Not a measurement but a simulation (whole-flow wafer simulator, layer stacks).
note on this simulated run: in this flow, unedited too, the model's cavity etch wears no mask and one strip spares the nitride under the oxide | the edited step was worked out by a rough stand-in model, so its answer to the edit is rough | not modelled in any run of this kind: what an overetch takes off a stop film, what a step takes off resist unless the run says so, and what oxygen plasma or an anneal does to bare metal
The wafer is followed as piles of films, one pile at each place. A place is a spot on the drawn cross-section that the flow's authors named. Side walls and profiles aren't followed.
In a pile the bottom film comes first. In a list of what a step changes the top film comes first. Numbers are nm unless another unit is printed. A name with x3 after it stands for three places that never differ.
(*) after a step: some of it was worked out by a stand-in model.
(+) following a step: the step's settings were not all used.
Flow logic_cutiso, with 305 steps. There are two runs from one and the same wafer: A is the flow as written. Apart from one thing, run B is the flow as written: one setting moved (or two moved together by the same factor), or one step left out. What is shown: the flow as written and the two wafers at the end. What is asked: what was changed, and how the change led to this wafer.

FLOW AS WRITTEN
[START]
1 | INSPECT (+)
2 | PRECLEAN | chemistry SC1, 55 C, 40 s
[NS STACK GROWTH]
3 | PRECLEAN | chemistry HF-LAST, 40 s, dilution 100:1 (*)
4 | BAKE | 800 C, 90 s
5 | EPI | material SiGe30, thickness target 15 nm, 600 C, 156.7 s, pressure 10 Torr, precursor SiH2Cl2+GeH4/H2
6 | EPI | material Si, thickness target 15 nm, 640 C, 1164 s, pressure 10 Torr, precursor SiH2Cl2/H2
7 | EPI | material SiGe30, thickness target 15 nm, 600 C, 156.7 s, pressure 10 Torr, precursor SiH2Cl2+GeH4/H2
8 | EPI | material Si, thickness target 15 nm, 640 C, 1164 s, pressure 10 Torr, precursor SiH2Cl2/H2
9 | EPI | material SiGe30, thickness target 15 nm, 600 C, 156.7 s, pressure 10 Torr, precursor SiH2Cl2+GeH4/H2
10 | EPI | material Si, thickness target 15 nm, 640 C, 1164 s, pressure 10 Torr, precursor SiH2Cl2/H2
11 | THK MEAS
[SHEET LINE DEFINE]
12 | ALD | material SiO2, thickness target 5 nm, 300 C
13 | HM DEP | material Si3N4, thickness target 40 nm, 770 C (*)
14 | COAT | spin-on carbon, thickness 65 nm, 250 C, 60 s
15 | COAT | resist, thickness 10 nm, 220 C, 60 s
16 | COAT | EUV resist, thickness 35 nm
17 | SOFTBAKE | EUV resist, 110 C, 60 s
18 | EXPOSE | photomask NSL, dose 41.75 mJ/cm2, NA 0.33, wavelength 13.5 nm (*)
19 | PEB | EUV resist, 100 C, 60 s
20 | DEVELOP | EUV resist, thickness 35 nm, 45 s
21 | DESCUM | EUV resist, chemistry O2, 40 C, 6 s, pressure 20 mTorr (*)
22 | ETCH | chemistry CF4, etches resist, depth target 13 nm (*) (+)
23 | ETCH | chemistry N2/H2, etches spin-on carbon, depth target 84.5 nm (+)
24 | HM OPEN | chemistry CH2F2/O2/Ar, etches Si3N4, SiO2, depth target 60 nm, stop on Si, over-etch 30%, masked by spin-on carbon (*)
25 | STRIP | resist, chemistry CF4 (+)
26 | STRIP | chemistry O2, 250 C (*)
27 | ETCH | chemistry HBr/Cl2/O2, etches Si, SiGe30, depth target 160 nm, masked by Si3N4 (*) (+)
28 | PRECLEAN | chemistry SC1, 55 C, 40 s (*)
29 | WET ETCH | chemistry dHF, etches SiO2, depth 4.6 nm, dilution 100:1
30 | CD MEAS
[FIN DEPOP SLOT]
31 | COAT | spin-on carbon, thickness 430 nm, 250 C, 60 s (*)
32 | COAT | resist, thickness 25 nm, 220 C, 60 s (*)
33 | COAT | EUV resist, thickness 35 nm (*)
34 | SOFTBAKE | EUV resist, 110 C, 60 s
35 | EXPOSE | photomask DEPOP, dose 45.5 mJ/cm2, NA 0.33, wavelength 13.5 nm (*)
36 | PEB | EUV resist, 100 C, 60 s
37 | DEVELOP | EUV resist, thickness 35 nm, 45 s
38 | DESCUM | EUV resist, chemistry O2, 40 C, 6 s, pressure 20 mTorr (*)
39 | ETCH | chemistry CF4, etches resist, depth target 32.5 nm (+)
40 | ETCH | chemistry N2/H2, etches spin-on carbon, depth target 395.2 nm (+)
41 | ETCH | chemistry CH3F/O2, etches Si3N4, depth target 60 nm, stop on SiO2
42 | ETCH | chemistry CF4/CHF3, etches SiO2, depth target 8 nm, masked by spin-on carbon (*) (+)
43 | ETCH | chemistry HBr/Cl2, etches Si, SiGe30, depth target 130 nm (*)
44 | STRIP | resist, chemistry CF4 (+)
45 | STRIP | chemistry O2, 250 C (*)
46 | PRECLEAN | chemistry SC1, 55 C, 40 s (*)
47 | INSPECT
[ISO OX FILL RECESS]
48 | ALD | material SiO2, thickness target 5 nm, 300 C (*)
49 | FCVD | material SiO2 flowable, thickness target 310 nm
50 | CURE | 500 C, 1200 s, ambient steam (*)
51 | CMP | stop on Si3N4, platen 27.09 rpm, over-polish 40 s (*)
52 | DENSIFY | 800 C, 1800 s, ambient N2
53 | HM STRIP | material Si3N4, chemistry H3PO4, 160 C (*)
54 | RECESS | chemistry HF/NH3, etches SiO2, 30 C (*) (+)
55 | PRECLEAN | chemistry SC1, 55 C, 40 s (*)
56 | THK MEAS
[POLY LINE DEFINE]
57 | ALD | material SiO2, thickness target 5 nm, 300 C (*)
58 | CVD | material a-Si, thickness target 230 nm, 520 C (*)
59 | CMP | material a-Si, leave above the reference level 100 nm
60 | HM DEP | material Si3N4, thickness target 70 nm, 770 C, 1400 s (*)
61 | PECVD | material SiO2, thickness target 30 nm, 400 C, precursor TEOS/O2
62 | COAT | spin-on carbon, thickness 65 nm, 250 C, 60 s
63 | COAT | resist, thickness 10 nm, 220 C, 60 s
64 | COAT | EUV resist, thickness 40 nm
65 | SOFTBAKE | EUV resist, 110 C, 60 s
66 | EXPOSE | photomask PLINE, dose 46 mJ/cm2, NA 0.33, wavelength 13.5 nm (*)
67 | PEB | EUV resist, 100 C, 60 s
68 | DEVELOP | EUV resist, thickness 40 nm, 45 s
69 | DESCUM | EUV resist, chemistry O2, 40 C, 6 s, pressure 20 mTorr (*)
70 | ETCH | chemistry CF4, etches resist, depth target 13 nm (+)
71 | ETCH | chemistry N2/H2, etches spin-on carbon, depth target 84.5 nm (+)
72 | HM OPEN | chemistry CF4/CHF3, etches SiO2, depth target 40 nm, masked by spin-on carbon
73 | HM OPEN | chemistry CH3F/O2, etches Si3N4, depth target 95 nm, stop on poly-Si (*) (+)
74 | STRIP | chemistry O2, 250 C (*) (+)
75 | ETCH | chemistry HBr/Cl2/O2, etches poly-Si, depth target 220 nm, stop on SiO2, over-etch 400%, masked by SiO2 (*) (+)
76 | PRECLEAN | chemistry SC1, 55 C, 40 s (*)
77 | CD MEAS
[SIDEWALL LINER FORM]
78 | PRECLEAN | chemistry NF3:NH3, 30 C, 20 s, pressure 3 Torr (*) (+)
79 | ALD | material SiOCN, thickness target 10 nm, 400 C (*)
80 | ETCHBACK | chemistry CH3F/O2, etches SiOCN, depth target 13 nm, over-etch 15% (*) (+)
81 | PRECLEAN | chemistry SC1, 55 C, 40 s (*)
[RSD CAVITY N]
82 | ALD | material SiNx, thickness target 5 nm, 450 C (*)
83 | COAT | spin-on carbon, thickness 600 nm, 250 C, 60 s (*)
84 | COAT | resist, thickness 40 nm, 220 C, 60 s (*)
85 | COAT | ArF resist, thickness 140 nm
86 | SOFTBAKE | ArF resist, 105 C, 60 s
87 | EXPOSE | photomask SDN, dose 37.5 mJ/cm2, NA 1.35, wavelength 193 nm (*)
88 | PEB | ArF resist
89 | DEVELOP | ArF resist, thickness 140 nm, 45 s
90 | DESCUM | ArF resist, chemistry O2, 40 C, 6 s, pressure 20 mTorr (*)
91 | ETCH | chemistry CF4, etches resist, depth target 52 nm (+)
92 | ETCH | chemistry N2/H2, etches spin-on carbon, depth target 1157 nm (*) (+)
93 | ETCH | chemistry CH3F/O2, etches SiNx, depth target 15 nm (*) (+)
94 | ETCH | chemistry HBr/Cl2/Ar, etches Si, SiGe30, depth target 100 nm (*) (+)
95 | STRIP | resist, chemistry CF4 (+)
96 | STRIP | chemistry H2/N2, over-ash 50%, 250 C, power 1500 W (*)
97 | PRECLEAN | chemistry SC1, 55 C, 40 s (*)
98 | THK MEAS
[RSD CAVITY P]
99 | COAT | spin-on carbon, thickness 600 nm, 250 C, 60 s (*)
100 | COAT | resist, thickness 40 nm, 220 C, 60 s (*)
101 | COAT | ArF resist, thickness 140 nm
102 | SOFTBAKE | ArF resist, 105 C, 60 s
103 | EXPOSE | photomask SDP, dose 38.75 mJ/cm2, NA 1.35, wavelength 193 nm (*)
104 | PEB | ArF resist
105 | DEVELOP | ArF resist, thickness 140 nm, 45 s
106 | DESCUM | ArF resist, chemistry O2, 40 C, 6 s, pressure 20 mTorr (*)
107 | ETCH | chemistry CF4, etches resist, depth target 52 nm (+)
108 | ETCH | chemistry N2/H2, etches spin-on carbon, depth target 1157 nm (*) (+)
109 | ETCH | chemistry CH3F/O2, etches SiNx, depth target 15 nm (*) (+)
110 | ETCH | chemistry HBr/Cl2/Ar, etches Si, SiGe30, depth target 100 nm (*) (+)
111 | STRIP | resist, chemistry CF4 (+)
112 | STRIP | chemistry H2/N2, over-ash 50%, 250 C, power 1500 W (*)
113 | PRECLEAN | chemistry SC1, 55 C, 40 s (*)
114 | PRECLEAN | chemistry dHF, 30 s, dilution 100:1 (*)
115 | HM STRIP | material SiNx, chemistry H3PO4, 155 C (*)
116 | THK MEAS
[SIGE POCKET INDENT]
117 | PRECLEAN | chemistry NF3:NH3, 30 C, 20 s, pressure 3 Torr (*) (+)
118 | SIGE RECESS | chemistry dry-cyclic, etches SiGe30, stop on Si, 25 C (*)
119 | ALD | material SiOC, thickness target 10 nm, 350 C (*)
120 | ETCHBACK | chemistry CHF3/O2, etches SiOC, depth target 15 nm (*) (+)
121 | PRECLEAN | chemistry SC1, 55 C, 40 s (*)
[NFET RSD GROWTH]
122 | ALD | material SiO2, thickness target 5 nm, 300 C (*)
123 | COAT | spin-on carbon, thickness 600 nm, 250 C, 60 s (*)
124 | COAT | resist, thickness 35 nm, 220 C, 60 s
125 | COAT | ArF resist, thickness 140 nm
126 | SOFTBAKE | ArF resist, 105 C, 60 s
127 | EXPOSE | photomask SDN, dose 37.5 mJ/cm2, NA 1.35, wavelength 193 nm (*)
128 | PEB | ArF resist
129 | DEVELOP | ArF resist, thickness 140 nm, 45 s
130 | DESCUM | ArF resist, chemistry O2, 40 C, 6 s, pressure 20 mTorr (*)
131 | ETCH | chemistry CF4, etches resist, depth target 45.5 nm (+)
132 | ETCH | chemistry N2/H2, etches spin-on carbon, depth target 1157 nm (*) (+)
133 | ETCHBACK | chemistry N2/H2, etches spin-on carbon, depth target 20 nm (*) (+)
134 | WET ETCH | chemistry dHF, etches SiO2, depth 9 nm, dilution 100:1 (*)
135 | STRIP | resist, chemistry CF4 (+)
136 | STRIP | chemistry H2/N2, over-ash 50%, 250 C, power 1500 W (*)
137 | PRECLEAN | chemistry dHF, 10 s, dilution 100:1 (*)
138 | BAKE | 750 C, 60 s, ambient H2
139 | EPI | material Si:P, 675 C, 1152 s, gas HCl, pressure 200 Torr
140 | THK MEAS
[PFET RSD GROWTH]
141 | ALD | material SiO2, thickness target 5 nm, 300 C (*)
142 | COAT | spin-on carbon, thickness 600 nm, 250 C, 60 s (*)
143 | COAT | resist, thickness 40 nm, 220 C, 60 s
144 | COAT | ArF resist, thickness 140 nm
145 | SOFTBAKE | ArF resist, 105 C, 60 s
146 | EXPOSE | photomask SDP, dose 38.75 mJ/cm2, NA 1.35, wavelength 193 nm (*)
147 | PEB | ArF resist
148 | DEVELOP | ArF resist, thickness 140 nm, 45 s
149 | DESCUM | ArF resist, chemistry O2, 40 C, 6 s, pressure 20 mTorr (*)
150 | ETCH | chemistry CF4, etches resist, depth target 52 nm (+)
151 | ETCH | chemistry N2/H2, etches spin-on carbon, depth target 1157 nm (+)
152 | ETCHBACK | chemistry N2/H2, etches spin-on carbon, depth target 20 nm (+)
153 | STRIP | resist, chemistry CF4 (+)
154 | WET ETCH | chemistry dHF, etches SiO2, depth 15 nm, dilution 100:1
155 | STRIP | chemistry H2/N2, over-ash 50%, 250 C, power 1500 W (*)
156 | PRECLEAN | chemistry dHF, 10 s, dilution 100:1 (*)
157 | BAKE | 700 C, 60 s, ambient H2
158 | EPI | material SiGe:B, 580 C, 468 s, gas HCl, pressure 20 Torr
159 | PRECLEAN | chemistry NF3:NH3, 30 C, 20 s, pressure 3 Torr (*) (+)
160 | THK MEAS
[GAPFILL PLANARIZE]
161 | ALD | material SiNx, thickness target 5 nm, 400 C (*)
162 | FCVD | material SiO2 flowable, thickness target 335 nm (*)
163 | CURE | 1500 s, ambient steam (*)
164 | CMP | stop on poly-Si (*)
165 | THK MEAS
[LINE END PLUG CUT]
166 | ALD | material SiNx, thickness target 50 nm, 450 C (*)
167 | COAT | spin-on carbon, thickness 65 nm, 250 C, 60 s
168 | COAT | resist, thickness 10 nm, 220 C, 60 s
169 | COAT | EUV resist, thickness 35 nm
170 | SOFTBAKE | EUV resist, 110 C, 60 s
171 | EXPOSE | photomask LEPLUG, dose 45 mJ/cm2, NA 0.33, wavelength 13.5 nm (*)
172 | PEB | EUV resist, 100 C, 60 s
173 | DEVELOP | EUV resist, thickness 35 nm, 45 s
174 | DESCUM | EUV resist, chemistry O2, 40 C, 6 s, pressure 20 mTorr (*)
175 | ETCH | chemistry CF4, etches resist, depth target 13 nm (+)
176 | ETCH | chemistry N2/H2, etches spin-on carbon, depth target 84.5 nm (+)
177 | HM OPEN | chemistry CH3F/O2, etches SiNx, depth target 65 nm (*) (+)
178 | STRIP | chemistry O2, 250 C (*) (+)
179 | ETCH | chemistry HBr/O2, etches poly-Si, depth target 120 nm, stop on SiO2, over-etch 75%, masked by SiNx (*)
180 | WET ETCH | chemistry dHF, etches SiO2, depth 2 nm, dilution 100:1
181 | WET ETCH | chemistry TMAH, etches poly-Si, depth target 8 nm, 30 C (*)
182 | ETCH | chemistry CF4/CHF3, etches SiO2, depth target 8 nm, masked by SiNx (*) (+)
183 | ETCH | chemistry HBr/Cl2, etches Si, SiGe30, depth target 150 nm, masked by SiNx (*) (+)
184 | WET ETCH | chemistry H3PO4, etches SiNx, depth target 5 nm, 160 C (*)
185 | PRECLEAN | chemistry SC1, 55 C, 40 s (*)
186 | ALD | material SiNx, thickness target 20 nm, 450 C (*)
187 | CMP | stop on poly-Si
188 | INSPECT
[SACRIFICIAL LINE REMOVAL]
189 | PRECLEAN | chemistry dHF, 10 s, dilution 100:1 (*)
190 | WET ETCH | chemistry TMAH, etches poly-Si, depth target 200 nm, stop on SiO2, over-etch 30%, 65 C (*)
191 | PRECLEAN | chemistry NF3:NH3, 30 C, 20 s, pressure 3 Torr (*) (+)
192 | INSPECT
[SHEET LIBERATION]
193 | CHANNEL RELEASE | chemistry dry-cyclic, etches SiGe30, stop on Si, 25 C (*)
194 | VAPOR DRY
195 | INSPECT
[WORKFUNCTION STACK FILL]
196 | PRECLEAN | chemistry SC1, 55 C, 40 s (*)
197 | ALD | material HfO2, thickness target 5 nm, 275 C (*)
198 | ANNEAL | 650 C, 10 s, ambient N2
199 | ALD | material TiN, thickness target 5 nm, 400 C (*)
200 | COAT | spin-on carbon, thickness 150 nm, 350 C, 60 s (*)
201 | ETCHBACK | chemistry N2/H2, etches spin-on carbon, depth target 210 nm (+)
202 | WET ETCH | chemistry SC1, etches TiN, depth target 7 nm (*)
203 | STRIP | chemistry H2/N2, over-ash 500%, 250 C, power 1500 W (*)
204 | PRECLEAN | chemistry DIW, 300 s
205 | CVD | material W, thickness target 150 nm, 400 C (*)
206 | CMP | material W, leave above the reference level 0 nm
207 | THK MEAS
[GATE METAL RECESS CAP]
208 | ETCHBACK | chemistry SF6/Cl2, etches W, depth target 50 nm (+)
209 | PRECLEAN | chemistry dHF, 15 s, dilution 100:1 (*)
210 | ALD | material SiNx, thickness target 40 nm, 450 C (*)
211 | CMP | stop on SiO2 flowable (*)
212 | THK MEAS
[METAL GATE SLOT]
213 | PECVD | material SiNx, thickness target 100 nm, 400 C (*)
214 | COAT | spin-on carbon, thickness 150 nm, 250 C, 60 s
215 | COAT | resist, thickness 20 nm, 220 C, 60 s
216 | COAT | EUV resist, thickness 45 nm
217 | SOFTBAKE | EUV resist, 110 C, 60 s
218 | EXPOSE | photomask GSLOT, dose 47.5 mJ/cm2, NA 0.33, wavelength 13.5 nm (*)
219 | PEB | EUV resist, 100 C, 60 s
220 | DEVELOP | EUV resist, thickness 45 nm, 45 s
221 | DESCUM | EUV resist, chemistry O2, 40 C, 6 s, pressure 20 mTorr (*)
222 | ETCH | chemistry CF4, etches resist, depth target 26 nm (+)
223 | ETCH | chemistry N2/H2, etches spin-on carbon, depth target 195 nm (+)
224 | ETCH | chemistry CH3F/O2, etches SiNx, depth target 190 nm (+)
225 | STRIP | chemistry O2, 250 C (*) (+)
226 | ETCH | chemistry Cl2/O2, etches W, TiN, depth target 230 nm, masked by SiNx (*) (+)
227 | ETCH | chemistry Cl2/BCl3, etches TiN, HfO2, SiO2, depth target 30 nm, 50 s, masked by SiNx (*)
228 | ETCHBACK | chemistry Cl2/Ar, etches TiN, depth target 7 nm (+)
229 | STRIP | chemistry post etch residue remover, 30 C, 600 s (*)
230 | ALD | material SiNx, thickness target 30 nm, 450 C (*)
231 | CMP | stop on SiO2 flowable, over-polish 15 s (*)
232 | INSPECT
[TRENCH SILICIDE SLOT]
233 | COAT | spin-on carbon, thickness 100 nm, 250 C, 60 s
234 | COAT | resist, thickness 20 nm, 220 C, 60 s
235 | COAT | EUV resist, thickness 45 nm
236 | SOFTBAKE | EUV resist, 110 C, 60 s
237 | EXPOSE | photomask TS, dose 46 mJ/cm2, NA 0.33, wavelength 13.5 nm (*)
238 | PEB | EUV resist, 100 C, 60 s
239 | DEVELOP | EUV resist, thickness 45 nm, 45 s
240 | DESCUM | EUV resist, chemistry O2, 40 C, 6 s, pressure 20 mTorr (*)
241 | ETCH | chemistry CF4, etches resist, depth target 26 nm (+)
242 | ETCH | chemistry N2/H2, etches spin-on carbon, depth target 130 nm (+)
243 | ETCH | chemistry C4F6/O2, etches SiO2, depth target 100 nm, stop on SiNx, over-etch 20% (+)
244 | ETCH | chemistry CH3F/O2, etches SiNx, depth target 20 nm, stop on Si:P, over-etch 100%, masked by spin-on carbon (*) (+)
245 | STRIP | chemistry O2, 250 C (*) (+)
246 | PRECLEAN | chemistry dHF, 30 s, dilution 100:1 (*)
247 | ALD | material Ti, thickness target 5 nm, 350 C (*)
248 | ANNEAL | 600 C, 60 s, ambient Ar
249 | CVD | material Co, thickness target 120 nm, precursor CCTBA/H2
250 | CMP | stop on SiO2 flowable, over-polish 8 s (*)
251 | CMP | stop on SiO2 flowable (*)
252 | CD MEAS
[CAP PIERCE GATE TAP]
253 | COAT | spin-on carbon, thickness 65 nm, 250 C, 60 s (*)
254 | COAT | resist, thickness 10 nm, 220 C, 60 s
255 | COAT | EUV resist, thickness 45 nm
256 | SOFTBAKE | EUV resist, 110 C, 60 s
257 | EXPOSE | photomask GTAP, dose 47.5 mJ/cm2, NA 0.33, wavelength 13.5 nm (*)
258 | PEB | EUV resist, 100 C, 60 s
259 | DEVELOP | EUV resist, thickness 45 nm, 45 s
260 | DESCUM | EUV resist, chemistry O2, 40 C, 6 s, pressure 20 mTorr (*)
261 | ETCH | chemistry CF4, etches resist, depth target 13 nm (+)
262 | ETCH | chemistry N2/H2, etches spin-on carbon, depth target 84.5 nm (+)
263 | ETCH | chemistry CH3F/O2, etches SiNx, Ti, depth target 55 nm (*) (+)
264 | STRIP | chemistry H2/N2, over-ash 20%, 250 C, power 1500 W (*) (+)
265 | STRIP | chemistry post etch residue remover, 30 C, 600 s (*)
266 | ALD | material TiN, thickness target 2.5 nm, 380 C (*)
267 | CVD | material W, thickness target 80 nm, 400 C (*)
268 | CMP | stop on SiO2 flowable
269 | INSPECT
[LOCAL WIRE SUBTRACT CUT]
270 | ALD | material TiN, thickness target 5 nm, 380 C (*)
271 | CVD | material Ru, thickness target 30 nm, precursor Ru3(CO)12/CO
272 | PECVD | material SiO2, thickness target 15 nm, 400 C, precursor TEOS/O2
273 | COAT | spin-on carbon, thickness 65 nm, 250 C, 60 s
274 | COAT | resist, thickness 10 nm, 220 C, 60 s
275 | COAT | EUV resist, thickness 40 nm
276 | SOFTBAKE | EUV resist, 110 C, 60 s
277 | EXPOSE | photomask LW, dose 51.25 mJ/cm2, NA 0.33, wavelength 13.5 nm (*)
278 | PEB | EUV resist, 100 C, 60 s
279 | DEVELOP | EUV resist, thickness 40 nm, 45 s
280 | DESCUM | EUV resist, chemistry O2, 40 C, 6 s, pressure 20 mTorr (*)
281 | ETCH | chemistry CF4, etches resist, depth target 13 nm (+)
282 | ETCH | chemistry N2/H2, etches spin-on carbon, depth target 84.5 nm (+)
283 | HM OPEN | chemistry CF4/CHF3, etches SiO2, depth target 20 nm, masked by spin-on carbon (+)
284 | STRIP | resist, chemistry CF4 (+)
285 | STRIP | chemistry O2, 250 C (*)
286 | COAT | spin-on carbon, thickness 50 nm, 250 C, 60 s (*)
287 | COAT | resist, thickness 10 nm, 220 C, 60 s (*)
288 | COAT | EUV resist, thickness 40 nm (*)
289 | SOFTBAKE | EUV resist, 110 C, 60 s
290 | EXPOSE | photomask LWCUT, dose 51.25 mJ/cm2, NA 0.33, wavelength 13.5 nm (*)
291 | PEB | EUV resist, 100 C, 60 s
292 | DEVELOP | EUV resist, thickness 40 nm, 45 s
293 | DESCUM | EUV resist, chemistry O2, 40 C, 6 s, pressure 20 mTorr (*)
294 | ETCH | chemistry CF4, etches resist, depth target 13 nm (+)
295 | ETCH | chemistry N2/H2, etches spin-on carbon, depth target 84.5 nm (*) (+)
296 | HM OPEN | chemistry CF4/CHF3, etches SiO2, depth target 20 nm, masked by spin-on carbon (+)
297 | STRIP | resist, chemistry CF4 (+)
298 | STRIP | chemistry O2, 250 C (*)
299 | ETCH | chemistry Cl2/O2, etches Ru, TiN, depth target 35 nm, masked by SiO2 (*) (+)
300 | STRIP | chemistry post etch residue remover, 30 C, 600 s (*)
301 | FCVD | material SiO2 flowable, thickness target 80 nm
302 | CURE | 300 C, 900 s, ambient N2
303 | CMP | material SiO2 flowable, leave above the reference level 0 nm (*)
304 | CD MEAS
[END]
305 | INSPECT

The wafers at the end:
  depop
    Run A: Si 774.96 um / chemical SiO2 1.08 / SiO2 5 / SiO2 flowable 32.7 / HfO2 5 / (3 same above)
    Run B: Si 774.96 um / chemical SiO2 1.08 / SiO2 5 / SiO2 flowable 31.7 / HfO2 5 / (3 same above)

Cause: step 42, ETCH: depth target 4.8 nm was run, though the flow has depth target 8 nm.

Step by step, how the change led to this:
  42 | ETCH | chemistry CF4/CHF3, etches SiO2, depth target 8 nm, masked by spin-on carbon (*) (+)
      depop: A SiO2 loses 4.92 (all of it), Si loses 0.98 | B SiO2 loses 4.92 (all of it)
      gl: A resist loses 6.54 (all of it), spin-on carbon loses 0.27 | B resist loses 4.8
      (also at 20 further places)
  43 | ETCH | chemistry HBr/Cl2, etches Si, SiGe30, depth target 130 nm (*)
      glp, tap: A spin-on carbon loses 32 | B resist loses 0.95 (all of it), spin-on carbon loses 30.7
      gl: A spin-on carbon loses 32 | B resist loses 1.74 (all of it), spin-on carbon loses 29.6
      (also at 18 further places)
